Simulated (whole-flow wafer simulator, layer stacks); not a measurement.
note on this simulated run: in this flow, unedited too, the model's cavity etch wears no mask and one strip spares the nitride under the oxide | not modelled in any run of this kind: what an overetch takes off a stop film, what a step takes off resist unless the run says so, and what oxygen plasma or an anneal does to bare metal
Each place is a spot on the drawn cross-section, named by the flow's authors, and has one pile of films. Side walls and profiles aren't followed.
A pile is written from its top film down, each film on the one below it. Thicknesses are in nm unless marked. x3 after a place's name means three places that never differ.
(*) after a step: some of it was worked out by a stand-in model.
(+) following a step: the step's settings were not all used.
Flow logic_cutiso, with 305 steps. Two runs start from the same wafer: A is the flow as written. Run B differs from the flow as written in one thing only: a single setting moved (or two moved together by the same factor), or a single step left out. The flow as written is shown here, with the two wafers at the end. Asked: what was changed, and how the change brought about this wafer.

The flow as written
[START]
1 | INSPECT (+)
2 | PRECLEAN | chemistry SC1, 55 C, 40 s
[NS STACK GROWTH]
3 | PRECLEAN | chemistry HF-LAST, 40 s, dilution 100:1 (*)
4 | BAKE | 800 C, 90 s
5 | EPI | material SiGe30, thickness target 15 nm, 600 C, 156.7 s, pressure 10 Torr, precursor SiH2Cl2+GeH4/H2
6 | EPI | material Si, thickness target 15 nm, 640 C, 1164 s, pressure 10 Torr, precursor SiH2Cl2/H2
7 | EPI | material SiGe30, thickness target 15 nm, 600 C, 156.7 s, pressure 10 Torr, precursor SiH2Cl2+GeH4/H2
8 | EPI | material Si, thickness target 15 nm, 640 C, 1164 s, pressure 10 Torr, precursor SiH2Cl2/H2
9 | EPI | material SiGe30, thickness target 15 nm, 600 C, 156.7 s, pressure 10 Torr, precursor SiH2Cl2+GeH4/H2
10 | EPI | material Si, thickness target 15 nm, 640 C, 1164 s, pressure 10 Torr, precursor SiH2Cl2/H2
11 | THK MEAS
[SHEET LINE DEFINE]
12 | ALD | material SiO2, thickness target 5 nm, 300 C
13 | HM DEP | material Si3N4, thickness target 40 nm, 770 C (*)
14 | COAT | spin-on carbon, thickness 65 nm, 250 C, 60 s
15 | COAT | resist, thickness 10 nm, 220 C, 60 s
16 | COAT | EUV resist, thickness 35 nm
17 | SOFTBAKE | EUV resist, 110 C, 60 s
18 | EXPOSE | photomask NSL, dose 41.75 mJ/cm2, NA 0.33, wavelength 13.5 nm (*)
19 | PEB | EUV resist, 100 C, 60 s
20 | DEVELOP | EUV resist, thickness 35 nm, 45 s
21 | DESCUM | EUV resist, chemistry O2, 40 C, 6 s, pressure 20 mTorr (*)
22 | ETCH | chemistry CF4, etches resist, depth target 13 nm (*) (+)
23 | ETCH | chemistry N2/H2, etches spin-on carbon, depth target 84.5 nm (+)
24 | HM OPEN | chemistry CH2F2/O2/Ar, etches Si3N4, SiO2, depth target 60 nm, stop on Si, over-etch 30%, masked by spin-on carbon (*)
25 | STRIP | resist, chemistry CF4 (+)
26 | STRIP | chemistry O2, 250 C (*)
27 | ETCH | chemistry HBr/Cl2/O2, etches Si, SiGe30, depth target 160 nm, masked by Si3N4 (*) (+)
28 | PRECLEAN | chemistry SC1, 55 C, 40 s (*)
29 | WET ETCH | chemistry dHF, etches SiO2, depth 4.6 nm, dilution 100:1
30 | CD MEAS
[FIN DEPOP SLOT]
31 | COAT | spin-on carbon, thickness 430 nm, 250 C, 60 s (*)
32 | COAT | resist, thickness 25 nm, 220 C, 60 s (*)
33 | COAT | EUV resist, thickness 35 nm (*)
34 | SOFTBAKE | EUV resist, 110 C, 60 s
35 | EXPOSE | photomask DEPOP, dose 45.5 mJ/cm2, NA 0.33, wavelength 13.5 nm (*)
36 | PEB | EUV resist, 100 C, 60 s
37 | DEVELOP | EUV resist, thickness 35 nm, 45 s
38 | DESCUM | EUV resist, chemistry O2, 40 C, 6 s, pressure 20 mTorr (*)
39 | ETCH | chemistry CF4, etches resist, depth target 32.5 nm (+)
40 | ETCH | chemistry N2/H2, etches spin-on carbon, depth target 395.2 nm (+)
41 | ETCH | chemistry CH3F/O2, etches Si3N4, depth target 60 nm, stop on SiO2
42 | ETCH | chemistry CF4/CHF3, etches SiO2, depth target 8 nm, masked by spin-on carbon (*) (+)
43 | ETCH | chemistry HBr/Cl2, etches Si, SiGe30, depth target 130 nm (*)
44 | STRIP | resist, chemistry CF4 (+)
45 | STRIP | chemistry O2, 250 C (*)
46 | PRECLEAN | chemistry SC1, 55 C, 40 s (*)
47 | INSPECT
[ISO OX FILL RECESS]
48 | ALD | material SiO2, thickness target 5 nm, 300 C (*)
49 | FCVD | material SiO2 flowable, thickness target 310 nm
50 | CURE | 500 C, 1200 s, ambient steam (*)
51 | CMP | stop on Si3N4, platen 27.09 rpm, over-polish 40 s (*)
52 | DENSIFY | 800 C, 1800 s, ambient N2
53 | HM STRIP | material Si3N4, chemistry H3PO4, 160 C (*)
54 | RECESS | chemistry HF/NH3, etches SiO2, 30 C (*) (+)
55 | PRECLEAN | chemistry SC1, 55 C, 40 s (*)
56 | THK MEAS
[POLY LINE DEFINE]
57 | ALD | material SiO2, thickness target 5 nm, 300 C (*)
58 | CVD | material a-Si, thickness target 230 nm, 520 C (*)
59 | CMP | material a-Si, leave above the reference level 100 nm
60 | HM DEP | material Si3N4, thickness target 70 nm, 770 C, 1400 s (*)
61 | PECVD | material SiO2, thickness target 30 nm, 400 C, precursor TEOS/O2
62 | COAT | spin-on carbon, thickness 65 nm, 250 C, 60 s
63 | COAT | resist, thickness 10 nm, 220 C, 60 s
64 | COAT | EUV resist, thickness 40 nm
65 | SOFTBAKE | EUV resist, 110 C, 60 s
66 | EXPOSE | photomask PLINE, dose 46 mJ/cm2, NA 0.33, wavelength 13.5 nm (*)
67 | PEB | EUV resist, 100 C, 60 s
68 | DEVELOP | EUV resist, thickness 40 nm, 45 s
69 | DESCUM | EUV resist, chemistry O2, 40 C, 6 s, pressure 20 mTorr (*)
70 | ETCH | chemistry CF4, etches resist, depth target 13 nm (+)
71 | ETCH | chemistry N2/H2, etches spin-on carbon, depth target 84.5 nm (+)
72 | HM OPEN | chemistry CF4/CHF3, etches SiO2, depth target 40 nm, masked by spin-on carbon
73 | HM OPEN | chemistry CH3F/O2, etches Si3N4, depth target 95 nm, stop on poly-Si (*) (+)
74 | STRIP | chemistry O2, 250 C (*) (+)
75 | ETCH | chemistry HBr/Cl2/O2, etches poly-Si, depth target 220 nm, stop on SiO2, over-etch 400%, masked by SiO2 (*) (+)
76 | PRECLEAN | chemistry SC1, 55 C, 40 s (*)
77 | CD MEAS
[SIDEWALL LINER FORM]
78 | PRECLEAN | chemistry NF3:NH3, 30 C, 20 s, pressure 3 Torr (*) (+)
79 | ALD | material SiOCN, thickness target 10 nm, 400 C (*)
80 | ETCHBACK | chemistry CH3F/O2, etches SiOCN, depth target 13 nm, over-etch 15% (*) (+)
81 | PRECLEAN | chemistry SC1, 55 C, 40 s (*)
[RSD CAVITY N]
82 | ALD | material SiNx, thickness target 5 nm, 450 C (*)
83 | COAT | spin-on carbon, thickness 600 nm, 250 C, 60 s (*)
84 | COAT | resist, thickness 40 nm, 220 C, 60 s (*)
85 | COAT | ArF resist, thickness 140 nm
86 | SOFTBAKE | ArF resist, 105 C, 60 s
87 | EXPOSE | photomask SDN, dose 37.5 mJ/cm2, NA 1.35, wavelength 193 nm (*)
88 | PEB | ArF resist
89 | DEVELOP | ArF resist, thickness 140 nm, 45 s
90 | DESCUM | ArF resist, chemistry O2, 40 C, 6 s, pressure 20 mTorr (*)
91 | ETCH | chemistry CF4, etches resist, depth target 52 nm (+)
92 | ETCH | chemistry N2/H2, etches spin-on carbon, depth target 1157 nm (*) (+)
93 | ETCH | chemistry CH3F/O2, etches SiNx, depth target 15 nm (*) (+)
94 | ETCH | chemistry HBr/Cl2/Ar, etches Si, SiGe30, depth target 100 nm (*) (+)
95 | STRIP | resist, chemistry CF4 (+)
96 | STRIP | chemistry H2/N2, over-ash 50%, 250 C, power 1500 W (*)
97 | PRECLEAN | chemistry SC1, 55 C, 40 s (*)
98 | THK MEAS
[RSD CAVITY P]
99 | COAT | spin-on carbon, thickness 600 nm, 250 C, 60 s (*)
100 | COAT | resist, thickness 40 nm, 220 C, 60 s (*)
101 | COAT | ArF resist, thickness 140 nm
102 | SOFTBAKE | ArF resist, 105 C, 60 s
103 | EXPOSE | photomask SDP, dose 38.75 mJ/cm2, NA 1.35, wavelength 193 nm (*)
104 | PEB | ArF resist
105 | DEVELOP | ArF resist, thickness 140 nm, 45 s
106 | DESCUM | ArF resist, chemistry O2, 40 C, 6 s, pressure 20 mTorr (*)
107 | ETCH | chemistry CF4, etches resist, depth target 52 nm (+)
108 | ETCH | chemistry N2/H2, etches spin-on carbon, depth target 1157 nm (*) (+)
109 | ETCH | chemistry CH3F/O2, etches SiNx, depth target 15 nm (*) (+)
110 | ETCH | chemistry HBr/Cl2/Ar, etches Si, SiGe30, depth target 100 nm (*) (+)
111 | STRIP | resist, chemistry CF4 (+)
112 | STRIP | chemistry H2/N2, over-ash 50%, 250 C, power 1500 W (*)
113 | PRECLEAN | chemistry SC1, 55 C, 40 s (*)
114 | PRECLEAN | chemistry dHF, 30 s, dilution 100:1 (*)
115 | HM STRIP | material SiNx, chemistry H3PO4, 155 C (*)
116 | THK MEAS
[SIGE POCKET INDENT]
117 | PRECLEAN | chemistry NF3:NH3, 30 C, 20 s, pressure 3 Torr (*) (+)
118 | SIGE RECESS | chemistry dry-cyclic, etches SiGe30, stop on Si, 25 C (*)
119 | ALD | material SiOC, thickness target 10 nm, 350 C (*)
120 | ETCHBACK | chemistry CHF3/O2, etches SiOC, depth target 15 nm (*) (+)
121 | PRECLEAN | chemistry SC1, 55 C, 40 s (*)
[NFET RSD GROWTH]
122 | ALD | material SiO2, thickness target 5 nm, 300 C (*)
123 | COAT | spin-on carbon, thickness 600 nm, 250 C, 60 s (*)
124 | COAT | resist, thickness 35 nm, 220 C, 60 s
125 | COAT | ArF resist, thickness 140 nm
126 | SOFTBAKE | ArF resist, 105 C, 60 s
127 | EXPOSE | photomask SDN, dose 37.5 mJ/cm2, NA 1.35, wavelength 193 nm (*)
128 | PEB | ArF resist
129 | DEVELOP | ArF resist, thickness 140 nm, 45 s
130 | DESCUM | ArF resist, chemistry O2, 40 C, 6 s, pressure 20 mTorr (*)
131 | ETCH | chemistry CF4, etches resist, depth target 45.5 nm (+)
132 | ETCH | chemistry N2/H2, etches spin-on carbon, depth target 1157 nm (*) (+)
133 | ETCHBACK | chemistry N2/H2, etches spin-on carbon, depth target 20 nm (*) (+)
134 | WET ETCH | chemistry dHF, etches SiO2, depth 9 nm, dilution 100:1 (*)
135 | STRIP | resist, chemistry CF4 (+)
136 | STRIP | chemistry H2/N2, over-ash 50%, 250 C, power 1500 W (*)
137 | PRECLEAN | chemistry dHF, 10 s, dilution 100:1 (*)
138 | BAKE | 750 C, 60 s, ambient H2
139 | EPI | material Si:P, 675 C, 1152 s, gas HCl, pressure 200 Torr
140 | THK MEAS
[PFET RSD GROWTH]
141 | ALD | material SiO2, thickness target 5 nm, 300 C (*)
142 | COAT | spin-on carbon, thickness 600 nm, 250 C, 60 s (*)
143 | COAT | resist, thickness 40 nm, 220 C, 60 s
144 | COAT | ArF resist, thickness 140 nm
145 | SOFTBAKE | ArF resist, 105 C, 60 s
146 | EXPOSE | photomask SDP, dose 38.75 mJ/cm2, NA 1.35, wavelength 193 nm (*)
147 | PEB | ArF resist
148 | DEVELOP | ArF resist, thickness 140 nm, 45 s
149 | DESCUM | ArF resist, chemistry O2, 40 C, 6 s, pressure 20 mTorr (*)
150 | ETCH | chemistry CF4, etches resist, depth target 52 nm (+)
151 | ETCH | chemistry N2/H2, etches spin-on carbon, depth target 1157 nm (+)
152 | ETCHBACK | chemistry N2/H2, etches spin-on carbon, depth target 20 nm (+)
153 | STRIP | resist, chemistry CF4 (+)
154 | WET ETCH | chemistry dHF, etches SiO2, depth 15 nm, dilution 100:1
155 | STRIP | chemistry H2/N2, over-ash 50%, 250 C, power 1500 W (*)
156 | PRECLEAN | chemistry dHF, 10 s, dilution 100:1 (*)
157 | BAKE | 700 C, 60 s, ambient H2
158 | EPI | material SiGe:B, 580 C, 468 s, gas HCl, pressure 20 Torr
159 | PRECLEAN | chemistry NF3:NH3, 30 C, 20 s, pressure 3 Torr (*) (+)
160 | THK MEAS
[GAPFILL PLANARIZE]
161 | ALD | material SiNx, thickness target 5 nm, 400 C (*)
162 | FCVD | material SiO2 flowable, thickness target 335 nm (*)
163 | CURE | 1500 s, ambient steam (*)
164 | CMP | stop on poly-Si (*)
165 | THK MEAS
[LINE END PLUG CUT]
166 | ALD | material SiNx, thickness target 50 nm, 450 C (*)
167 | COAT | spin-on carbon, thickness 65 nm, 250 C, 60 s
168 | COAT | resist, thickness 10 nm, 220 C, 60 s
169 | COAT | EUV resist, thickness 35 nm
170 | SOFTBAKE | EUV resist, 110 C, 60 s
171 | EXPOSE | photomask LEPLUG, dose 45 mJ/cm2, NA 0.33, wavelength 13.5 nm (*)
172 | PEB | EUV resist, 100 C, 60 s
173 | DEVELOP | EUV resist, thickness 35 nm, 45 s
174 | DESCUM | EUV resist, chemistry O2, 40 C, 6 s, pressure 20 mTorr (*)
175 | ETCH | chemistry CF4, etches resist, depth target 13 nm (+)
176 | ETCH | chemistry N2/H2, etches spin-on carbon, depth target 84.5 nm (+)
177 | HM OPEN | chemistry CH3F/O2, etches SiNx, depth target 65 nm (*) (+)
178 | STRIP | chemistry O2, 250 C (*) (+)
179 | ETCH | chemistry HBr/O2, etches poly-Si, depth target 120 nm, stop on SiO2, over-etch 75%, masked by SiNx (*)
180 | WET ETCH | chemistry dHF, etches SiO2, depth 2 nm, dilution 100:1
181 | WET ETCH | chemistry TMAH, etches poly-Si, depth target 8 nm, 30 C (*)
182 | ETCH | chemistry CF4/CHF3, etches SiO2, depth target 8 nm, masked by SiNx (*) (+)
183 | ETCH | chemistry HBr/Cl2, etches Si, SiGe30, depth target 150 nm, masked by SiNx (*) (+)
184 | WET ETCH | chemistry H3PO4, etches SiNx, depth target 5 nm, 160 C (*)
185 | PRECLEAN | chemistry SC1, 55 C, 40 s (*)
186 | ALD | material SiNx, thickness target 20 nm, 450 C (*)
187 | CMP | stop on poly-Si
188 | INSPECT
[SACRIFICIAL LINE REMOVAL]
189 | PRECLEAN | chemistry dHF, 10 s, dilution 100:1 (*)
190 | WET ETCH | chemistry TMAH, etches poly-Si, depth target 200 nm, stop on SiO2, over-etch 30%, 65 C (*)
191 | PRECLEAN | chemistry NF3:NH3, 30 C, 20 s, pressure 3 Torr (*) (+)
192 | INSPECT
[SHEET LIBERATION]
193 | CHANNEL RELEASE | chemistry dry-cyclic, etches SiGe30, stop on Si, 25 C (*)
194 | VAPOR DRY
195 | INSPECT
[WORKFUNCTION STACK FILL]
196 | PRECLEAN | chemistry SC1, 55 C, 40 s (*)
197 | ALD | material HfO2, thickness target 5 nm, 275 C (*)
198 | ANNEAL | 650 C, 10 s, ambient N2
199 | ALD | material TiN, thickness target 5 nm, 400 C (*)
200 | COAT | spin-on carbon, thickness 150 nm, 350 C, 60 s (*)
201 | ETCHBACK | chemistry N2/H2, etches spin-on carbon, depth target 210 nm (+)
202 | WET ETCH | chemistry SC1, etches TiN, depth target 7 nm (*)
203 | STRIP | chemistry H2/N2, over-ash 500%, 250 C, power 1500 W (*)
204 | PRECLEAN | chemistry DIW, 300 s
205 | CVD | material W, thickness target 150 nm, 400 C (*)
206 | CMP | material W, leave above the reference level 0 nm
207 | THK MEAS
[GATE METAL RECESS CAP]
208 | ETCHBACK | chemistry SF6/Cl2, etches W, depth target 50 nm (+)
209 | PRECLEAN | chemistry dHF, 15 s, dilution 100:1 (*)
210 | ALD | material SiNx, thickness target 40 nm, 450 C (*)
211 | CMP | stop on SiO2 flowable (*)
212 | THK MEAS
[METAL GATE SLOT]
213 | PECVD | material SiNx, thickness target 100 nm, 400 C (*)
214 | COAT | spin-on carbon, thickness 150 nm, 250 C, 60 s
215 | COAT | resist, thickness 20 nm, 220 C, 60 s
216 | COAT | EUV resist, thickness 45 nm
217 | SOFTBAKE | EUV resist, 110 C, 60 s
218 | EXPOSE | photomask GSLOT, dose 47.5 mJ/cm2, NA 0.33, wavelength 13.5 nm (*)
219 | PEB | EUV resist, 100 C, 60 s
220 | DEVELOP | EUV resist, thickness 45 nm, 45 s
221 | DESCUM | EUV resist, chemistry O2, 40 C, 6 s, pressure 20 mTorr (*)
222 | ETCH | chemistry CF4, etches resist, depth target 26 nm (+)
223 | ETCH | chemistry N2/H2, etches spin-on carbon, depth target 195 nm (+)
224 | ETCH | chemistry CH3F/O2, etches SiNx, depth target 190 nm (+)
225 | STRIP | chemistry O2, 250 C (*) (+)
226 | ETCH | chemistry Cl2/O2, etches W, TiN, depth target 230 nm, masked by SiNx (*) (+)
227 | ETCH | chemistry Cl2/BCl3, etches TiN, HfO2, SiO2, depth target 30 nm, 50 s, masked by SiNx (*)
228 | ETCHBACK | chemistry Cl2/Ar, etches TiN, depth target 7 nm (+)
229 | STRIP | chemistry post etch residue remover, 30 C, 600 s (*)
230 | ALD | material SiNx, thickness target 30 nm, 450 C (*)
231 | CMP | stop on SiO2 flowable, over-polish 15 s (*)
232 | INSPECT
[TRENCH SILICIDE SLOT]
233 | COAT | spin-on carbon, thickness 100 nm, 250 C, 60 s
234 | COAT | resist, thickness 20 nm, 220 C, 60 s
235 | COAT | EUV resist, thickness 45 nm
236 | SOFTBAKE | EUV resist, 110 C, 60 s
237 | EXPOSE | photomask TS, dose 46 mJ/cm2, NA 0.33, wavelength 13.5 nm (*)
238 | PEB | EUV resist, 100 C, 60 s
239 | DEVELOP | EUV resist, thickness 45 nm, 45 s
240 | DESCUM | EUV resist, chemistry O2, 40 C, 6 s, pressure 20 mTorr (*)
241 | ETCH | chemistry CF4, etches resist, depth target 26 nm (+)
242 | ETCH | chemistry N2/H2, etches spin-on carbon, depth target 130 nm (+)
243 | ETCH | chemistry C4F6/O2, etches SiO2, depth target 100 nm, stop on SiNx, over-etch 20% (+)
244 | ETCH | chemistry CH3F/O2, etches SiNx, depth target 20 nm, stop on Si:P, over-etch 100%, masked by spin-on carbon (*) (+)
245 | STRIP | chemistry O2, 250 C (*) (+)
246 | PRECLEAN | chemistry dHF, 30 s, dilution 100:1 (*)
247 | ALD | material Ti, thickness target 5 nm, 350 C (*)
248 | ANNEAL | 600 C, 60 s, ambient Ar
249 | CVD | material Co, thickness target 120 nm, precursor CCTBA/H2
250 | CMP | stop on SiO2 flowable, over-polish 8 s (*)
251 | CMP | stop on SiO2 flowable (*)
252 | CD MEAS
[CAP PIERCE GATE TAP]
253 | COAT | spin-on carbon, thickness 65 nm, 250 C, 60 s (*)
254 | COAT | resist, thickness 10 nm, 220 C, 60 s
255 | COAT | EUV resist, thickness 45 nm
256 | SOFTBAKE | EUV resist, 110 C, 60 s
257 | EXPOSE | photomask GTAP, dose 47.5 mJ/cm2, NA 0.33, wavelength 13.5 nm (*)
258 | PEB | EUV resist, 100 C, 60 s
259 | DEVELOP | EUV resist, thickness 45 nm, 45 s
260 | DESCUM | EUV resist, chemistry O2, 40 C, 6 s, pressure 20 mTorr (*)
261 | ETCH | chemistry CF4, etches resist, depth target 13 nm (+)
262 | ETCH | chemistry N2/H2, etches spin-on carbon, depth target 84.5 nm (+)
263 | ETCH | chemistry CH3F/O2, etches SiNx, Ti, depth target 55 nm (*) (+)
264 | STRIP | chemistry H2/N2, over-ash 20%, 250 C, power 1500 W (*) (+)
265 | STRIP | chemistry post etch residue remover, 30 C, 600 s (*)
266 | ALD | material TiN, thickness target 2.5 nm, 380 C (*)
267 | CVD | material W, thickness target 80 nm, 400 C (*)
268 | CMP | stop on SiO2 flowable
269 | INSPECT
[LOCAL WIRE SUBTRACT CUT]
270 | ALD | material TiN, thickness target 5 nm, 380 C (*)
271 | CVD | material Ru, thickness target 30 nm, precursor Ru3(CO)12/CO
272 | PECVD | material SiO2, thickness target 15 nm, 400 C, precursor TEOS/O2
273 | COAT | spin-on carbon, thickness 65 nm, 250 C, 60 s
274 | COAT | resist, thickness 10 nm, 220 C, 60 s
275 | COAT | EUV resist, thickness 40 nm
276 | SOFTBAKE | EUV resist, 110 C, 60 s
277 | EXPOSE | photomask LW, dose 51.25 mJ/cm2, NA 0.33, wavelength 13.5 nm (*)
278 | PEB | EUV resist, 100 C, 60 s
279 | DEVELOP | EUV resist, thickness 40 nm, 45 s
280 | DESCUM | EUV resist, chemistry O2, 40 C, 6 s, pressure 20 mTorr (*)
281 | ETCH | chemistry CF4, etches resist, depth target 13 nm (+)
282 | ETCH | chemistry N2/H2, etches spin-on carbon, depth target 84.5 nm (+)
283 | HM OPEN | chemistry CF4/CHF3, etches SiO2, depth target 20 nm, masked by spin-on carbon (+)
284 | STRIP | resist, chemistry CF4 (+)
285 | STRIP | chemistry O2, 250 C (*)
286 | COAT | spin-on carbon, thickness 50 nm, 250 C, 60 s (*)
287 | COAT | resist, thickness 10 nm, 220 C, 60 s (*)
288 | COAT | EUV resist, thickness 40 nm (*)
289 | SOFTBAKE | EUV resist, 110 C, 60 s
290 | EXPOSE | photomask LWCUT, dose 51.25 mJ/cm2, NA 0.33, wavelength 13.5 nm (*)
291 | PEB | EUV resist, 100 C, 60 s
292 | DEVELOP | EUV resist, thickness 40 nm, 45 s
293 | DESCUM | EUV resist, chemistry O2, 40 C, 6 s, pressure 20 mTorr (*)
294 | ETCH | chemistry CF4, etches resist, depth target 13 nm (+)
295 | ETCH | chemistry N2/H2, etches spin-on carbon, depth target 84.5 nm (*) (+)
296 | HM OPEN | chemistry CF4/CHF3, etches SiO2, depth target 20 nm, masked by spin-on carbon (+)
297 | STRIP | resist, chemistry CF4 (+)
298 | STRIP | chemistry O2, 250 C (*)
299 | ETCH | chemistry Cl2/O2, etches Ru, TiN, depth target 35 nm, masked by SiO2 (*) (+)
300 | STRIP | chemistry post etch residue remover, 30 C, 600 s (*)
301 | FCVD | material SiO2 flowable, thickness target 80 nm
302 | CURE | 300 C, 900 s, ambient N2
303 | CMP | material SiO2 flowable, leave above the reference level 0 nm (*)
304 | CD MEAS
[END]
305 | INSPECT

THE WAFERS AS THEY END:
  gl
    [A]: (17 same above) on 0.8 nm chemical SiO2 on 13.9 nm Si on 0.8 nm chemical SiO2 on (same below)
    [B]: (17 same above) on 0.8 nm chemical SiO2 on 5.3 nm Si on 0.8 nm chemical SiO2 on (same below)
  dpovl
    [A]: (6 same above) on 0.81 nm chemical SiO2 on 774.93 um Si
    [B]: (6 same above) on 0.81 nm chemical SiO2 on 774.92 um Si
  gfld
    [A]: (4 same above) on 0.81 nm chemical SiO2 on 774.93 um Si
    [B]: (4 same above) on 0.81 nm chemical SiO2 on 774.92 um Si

The reason: step 6, EPI: 494.9 s was run, though the flow has 1164 s.

The path from the change to this, step by step:
  6 | EPI | material Si, thickness target 15 nm, 640 C, 1164 s, pressure 10 Torr, precursor SiH2Cl2/H2
      depop, dpovl, gfld and 19 more: A Si gains 15 (new film) | B Si gains 6.38 (new film)
  27 | ETCH | chemistry HBr/Cl2/O2, etches Si, SiGe30, depth target 160 nm, masked by Si3N4 (*) (+)
      gfld, gxf, iso, lnri: A chemical SiO2 loses 0.79 (all of it), Si loses 11.4 (all of it), SiGe30 loses 15 (all of it), Si loses 15 (all of it), SiGe30 loses 15 (all of it), Si loses 15 (all of it), SiGe30 loses 15 (all of it), Si loses 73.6 | B chemical SiO2 loses 0.79 (all of it), Si loses 11.4 (all of it), SiGe30 loses 15 (all of it), Si loses 15 (all of it), SiGe30 loses 15 (all of it), Si loses 6.38 (all of it), SiGe30 loses 15 (all of it), Si loses 82.3
      dpovl, nsgap: A chemical SiO2 loses 0.79 (all of it), Si loses 11.8 (all of it), SiGe30 loses 15 (all of it), Si loses 15 (all of it), SiGe30 loses 15 (all of it), Si loses 15 (all of it), SiGe30 loses 15 (all of it), Si loses 73.2 | B chemical SiO2 loses 0.79 (all of it), Si loses 11.8 (all of it), SiGe30 loses 15 (all of it), Si loses 15 (all of it), SiGe30 loses 15 (all of it), Si loses 6.38 (all of it), SiGe30 loses 15 (all of it), Si loses 81.9
      (as well as at 1 more place)
  43 | ETCH | chemistry HBr/Cl2, etches Si, SiGe30, depth target 130 nm (*)
      depop: A Si loses 14 (all of it), SiGe30 loses 15 (all of it), Si loses 15 (all of it), SiGe30 loses 15 (all of it), Si loses 15 (all of it), SiGe30 loses 15 (all of it), Si loses 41 | B Si loses 14 (all of it), SiGe30 loses 15 (all of it), Si loses 15 (all of it), SiGe30 loses 15 (all of it), Si loses 6.38 (all of it), SiGe30 loses 15 (all of it), Si loses 49.6
  94 | ETCH | chemistry HBr/Cl2/Ar, etches Si, SiGe30, depth target 100 nm (*) (+)
      rsdn, rsdx: A chemical SiO2 loses 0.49 (all of it), Si loses 12.8 (all of it), SiGe30 loses 15 (all of it), Si loses 15 (all of it), SiGe30 loses 15 (all of it), Si loses 15 (all of it), SiGe30 loses 15 (all of it), Si loses 12.2 | B chemical SiO2 loses 0.49 (all of it), Si loses 12.8 (all of it), SiGe30 loses 15 (all of it), Si loses 15 (all of it), SiGe30 loses 15 (all of it), Si loses 6.38 (all of it), SiGe30 loses 15 (all of it), Si loses 20.8
  110 | ETCH | chemistry HBr/Cl2/Ar, etches Si, SiGe30, depth target 100 nm (*) (+)
      rsdp, rsdw: A chemical SiO2 loses 0.49 (all of it), Si loses 12.8 (all of it), SiGe30 loses 15 (all of it), Si loses 15 (all of it), SiGe30 loses 15 (all of it), Si loses 15 (all of it), SiGe30 loses 15 (all of it), Si loses 12.2 | B chemical SiO2 loses 0.49 (all of it), Si loses 12.8 (all of it), SiGe30 loses 15 (all of it), Si loses 15 (all of it), SiGe30 loses 15 (all of it), Si loses 6.38 (all of it), SiGe30 loses 15 (all of it), Si loses 20.8
  183 | ETCH | chemistry HBr/Cl2, etches Si, SiGe30, depth target 150 nm, masked by SiNx (*) (+)
      plug: A Si loses 13.6 (all of it), SiGe30 loses 15 (all of it), Si loses 15 (all of it), SiGe30 loses 15 (all of it), Si loses 15 (all of it), SiGe30 loses 15 (all of it), Si loses 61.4 | B Si loses 13.6 (all of it), SiGe30 loses 15 (all of it), Si loses 15 (all of it), SiGe30 loses 15 (all of it), Si loses 6.38 (all of it), SiGe30 loses 15 (all of it), Si loses 70.1
